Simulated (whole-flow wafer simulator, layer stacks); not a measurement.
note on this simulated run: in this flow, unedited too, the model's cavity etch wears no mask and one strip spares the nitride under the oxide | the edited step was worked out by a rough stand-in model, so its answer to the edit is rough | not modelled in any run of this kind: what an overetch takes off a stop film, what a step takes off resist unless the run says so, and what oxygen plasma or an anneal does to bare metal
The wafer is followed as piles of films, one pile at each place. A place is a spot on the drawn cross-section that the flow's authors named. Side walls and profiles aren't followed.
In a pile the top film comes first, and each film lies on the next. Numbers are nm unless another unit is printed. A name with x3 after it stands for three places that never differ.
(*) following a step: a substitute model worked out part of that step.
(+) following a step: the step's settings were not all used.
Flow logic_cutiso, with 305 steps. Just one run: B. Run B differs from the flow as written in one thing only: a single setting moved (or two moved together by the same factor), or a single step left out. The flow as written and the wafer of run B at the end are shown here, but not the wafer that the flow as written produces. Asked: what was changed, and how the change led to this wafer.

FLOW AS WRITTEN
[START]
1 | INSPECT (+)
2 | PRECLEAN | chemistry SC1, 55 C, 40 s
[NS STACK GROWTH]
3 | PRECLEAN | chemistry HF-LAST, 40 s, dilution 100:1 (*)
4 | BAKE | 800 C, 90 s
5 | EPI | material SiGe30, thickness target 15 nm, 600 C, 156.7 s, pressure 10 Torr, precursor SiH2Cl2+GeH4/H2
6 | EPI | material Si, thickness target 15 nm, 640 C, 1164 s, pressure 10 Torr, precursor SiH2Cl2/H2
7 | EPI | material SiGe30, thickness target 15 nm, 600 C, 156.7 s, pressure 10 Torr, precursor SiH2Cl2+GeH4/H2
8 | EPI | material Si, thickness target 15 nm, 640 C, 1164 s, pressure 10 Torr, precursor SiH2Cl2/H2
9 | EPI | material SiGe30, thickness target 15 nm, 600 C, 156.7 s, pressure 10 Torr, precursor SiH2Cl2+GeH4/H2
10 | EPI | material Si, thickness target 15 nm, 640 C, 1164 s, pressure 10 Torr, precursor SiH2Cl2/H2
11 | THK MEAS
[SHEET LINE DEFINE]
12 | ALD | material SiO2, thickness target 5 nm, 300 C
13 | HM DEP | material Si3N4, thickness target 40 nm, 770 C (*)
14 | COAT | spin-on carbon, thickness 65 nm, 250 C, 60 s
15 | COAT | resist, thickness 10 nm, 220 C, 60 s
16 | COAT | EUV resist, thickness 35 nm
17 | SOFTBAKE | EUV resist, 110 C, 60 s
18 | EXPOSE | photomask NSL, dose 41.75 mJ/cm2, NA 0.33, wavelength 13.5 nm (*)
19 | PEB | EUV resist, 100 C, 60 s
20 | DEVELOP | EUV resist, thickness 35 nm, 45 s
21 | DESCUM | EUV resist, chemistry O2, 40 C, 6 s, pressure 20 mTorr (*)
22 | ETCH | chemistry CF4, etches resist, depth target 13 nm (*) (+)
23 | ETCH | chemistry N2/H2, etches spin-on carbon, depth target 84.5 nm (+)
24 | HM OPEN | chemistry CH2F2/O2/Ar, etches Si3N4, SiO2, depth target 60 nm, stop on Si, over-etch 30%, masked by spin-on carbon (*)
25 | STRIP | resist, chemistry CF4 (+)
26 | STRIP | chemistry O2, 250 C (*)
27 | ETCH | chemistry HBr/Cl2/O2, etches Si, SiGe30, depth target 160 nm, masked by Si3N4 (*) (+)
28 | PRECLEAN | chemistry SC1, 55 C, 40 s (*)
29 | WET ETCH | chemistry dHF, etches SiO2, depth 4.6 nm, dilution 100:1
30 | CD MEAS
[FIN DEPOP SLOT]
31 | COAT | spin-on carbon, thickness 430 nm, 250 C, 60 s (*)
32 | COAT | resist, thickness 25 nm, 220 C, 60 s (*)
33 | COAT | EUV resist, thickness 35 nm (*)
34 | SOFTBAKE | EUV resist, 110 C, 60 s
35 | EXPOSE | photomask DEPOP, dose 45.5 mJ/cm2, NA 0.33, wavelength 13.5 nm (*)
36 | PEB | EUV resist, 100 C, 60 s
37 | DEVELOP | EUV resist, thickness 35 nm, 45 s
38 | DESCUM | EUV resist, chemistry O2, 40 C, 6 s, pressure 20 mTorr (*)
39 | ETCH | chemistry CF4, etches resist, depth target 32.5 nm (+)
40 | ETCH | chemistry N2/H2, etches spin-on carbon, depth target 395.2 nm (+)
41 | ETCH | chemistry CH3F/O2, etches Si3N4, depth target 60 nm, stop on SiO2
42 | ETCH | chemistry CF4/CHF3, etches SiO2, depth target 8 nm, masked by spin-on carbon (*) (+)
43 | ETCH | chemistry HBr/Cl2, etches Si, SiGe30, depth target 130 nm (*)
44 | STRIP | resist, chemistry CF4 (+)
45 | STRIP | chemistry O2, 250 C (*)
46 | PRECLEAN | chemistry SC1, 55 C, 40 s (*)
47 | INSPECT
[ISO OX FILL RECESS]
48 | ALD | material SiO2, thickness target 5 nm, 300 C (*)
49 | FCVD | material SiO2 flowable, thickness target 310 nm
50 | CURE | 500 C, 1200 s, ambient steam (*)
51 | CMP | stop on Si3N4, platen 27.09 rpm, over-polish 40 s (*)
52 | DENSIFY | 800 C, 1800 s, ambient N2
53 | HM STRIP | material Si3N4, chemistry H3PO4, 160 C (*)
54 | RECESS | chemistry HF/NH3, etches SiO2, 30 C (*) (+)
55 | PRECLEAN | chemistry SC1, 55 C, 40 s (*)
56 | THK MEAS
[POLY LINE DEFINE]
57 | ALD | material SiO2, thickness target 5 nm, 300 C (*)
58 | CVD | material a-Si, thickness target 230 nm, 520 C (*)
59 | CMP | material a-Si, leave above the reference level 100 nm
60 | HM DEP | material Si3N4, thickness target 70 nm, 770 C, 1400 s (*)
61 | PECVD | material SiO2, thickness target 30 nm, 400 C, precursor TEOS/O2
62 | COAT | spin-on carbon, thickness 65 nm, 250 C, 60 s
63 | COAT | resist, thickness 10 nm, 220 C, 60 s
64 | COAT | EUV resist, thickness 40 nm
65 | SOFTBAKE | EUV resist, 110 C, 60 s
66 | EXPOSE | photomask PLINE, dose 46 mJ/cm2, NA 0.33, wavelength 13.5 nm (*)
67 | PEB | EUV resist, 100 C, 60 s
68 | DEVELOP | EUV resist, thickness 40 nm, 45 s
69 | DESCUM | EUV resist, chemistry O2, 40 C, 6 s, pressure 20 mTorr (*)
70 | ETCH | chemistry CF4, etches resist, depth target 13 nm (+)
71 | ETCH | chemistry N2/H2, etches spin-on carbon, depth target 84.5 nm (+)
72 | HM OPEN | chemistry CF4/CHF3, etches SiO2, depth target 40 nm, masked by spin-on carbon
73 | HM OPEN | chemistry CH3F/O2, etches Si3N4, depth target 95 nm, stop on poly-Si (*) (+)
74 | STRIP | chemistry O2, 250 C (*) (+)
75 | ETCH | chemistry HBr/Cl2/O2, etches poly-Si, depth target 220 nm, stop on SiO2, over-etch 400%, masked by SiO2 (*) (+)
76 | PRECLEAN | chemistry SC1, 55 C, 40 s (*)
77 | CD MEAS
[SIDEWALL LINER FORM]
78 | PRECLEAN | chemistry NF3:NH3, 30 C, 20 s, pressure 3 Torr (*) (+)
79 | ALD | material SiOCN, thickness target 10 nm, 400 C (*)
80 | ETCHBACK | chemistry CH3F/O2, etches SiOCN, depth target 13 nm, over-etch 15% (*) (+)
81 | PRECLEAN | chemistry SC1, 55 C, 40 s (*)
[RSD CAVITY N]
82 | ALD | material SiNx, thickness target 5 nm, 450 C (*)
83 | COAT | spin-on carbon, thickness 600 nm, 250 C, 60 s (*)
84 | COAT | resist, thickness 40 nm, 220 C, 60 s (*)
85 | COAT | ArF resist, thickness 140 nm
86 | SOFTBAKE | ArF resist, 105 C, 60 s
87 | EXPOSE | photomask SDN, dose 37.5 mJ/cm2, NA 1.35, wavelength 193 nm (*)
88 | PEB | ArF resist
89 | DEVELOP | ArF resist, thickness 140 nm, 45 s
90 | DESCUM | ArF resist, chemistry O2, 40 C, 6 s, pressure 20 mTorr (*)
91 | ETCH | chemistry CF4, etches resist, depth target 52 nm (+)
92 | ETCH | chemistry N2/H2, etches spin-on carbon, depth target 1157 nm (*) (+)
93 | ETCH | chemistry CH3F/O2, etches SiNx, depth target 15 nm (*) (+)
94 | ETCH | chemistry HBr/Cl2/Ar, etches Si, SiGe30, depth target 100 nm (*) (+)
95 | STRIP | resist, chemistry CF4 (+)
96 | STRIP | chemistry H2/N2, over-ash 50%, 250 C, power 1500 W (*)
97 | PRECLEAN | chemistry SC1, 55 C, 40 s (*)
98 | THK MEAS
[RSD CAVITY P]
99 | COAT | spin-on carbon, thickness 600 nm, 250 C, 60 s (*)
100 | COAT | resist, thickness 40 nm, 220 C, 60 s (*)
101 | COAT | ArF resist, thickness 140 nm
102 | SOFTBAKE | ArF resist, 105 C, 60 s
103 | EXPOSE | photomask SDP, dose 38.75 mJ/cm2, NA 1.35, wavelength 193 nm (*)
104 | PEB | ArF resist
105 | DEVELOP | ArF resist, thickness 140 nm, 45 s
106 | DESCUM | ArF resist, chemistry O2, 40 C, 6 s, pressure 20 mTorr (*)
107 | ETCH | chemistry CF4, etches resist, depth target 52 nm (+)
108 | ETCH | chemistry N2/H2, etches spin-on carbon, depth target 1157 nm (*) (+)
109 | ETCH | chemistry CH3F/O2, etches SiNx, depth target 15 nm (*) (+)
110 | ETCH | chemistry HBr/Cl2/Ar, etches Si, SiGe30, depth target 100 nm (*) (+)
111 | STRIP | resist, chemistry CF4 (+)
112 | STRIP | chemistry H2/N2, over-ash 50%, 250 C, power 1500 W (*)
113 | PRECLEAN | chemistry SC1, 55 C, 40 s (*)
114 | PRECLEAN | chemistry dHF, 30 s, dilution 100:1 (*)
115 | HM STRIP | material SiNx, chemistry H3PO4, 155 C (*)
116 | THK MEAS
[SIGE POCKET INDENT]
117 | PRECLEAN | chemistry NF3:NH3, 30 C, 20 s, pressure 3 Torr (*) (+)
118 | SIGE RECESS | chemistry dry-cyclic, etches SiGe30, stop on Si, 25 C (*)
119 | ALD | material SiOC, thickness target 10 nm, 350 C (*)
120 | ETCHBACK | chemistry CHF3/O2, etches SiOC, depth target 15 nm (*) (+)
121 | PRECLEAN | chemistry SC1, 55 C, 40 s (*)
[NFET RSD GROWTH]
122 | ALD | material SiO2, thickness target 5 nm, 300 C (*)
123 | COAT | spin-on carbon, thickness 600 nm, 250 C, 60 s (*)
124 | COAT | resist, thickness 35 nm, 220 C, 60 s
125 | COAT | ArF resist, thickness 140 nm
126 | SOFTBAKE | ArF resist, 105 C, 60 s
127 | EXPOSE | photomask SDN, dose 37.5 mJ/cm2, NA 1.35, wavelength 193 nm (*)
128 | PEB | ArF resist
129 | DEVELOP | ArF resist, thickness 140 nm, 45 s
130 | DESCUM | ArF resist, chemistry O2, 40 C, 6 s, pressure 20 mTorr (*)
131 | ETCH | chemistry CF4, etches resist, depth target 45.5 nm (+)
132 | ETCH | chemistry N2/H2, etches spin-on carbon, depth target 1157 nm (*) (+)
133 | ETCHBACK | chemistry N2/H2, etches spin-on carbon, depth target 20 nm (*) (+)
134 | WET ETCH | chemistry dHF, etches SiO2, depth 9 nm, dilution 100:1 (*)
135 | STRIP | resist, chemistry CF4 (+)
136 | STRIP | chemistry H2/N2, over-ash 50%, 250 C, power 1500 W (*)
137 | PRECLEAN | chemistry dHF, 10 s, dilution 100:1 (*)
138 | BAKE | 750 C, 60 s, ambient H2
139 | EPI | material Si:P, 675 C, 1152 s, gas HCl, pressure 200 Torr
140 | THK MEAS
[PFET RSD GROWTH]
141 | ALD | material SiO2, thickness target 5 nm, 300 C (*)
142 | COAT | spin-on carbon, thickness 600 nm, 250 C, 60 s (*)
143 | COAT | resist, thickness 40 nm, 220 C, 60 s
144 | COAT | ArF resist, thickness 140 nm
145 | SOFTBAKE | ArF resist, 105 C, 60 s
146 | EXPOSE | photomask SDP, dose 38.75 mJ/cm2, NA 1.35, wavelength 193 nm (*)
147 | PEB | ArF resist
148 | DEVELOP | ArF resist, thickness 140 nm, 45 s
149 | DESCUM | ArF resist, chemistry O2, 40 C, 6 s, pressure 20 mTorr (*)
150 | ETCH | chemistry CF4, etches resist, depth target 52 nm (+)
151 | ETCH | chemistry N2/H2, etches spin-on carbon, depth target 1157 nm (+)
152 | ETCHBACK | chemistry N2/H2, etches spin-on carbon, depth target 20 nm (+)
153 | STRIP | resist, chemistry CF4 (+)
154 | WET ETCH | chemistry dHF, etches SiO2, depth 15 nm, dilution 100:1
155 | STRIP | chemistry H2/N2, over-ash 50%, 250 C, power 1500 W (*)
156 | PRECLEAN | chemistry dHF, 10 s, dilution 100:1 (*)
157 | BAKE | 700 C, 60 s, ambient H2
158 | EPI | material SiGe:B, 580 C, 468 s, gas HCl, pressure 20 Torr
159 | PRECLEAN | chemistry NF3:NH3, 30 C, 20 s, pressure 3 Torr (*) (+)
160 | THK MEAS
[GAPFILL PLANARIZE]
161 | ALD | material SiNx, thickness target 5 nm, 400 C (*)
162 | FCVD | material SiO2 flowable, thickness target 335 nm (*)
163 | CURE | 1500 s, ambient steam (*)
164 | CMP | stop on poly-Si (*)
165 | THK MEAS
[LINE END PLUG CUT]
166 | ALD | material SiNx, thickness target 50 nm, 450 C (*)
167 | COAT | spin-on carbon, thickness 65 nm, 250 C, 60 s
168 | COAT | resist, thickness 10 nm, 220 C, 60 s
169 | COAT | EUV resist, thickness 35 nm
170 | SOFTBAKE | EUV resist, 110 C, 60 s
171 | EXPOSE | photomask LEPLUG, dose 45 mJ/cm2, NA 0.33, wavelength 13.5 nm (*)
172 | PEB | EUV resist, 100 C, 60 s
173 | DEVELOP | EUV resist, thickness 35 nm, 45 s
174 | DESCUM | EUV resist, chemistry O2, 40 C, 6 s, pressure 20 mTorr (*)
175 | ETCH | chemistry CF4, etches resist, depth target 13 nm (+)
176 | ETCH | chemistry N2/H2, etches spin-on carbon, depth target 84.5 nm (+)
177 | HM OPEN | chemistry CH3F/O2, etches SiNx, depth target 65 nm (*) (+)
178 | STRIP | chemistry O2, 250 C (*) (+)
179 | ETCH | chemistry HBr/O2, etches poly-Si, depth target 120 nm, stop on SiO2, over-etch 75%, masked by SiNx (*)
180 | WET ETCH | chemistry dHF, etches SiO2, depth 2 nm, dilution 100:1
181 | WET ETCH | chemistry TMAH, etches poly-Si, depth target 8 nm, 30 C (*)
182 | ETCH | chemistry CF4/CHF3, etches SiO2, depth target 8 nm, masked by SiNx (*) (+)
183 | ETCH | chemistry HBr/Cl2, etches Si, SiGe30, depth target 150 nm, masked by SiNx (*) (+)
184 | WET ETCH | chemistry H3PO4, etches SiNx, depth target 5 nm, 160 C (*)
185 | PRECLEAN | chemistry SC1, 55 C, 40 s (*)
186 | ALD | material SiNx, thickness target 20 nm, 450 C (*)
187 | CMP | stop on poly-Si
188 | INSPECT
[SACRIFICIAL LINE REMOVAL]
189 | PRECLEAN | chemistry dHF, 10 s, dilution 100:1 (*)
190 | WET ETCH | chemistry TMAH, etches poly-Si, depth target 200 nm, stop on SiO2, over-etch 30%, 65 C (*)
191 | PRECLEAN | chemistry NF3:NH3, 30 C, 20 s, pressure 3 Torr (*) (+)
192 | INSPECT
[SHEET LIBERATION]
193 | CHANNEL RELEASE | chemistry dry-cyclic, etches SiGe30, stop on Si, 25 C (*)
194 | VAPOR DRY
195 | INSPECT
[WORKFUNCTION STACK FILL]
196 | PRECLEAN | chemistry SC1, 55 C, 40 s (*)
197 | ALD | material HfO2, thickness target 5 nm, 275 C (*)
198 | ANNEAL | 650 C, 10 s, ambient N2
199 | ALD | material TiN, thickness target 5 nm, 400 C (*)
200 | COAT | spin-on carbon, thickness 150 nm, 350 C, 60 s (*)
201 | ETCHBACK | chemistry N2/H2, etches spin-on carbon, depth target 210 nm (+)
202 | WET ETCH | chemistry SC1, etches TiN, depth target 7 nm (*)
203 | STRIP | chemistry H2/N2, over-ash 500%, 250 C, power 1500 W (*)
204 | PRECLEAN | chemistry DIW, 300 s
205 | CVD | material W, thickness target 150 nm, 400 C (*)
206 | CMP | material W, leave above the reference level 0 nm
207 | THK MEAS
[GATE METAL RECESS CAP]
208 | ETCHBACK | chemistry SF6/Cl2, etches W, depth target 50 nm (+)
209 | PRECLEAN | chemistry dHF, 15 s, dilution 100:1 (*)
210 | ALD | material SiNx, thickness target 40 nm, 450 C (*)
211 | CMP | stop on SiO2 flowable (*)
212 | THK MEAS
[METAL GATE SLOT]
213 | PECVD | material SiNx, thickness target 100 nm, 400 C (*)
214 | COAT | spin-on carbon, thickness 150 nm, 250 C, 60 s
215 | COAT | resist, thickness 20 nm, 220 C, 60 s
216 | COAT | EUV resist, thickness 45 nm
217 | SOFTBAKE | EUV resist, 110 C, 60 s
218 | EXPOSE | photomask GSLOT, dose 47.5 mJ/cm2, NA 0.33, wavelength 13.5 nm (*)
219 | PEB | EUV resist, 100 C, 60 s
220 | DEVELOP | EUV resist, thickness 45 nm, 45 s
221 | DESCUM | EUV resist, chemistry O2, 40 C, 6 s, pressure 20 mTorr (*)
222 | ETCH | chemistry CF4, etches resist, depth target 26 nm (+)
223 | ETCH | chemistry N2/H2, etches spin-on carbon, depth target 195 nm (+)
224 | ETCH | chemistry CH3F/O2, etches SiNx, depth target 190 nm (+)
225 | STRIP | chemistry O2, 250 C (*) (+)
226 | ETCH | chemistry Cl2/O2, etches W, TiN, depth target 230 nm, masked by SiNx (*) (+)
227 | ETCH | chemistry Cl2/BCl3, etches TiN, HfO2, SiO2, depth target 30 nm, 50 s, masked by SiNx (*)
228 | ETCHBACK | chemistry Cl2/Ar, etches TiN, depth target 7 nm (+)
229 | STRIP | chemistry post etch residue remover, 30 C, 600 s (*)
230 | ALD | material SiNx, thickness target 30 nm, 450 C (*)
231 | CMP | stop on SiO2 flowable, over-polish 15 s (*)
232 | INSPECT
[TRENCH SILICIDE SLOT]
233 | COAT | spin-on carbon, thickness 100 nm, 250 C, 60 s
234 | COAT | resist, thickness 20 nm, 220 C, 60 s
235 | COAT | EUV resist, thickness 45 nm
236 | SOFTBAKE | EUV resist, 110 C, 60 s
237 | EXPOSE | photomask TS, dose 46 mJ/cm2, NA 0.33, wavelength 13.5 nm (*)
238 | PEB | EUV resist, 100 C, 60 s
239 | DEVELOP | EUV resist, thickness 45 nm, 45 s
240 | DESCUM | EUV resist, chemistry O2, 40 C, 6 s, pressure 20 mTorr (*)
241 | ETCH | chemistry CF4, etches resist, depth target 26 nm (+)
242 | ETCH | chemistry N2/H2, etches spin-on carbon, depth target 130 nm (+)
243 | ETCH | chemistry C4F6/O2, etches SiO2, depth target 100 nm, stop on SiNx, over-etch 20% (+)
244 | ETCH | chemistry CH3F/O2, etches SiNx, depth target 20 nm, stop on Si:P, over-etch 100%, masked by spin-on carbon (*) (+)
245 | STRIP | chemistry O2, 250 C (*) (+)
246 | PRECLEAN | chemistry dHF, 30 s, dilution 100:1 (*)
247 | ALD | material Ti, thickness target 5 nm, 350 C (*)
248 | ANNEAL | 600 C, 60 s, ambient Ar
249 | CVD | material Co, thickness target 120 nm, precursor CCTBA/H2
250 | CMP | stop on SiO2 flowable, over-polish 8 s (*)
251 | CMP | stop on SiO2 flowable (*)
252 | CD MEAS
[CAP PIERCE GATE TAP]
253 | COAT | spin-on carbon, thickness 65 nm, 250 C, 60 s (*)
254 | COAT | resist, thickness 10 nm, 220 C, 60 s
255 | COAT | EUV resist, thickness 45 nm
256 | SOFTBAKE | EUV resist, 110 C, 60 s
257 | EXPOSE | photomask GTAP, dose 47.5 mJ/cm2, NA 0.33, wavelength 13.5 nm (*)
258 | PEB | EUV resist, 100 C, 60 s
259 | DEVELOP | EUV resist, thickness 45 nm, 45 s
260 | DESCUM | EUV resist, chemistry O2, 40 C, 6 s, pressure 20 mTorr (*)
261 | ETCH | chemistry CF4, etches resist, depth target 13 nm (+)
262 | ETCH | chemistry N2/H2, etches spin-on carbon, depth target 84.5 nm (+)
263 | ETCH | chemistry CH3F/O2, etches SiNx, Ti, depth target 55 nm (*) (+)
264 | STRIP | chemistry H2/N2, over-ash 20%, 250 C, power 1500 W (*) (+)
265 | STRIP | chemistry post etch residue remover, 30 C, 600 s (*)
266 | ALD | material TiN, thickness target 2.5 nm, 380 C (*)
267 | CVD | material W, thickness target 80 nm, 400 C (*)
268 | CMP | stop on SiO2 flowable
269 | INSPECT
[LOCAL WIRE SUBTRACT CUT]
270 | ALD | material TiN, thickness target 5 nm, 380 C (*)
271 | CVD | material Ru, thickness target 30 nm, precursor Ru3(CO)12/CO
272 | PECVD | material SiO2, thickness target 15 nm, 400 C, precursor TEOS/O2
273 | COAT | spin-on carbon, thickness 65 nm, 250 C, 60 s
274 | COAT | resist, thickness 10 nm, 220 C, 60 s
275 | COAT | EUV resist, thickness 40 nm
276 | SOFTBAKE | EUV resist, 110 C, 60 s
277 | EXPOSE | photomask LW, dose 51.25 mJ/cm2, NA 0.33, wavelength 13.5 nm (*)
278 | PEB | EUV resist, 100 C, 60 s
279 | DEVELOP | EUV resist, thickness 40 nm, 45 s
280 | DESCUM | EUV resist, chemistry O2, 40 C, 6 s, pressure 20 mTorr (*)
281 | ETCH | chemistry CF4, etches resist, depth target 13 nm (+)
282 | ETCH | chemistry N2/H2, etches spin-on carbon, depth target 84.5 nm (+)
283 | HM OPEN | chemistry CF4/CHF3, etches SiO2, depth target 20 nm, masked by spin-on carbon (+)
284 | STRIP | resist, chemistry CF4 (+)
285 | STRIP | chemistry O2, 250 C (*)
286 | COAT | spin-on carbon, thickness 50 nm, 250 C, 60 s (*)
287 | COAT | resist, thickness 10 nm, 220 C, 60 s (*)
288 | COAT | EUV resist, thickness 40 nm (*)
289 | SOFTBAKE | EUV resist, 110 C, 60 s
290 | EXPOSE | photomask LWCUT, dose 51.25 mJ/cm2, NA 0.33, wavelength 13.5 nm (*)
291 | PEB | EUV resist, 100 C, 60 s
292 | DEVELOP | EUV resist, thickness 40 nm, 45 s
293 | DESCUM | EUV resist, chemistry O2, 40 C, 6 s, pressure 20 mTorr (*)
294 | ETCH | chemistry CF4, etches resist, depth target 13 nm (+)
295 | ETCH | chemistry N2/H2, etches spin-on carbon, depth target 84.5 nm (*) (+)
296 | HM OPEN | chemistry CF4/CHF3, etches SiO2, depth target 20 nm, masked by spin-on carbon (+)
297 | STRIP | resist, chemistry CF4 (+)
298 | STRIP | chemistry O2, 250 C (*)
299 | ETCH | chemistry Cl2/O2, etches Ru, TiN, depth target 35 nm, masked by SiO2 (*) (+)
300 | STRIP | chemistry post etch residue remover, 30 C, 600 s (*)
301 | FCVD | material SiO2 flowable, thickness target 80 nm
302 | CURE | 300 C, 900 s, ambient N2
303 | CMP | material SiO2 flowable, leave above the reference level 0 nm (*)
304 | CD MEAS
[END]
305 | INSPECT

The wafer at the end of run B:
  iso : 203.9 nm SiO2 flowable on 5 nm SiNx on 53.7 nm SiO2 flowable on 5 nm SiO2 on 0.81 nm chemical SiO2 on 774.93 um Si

The reason: step 119, ALD: thickness target 11.8 nm was run, while the flow as written has thickness target 10 nm.

The path from the change to this, step by step:
  119 | ALD | material SiOC, thickness target 10 nm, 350 C (*)
      depop, dpovl, gfld and 14 more: +11.8 SiOC (new film) (as written it would have been: +10 SiOC (new film))
      lnr, lnrp, lnrt: +11.8 SiOC (new film), +16 SiOC (new film), -16 cavity (all of it), +16 SiOC (new film), -16 cavity (all of it), +16 SiOC (new film), -16 cavity (all of it) (as written it would have been: +10 SiOC (new film), +16 SiOC (new film), -16 cavity (all of it), +16 SiOC (new film), -16 cavity (all of it), +16 SiOC (new film), -16 cavity (all of it))
      (and at 2 other places as well)
  120 | ETCHBACK | chemistry CHF3/O2, etches SiOC, depth target 15 nm (*) (+)
      gl, tap: -11.8 SiOC (all of it), -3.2 SiO2 (as written it would have been: -10 SiOC (all of it), -4.21 SiO2 (all of it), -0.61 Si3N4)
      glp: -11.8 SiOC (all of it), -3.2 SiO2 (as written it would have been: -10 SiOC (all of it), -4.25 SiO2 (all of it), -0.58 Si3N4)
      (and at 19 other places as well)
  122 | ALD | material SiO2, thickness target 5 nm, 300 C (*)
      gl, glp, tap: +5 SiO2 (as written it would have been: +5 SiO2 (new film))
      gxn: +5 SiO2 (as written it would have been: +6.76 SiO2 (new film))
      (and at 1 other place as well)
  132 | ETCH | chemistry N2/H2, etches spin-on carbon, depth target 1157 nm (*) (+)
      gl, tap: -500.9 spin-on carbon (all of it), -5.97 SiO2 (all of it) (as written it would have been: -501.7 spin-on carbon (all of it), -5 SiO2 (all of it), -0.5 Si3N4)
  141 | ALD | material SiO2, thickness target 5 nm, 300 C (*)
      gxn: +10.7 SiO2 (new film) (as written it would have been: +10.1 SiO2 (new film))
  153 | STRIP | resist, chemistry CF4 (+)
      glp: -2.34 SiO2 (all of it) (as written it would have been: -1.36 SiO2 (all of it))
  164 | CMP | stop on poly-Si (*)
      depop, dpovl, isow, ns, nsgap: -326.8 SiO2 flowable (all of it), -5 SiNx (all of it), -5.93 SiO2 (all of it), -70 Si3N4 (all of it) (as written it would have been: -326.8 SiO2 flowable (all of it), -5 SiNx (all of it), -4.13 SiO2 (all of it), -70 Si3N4 (all of it))
      gfld, gxf: -250.8 SiO2 flowable (all of it), -5 SiNx (all of it), -5.93 SiO2 (all of it), -70 Si3N4 (all of it) (as written it would have been: -251.9 SiO2 flowable (all of it), -5 SiNx (all of it), -4.13 SiO2 (all of it), -70 Si3N4 (all of it))
      (and at 2 other places as well)
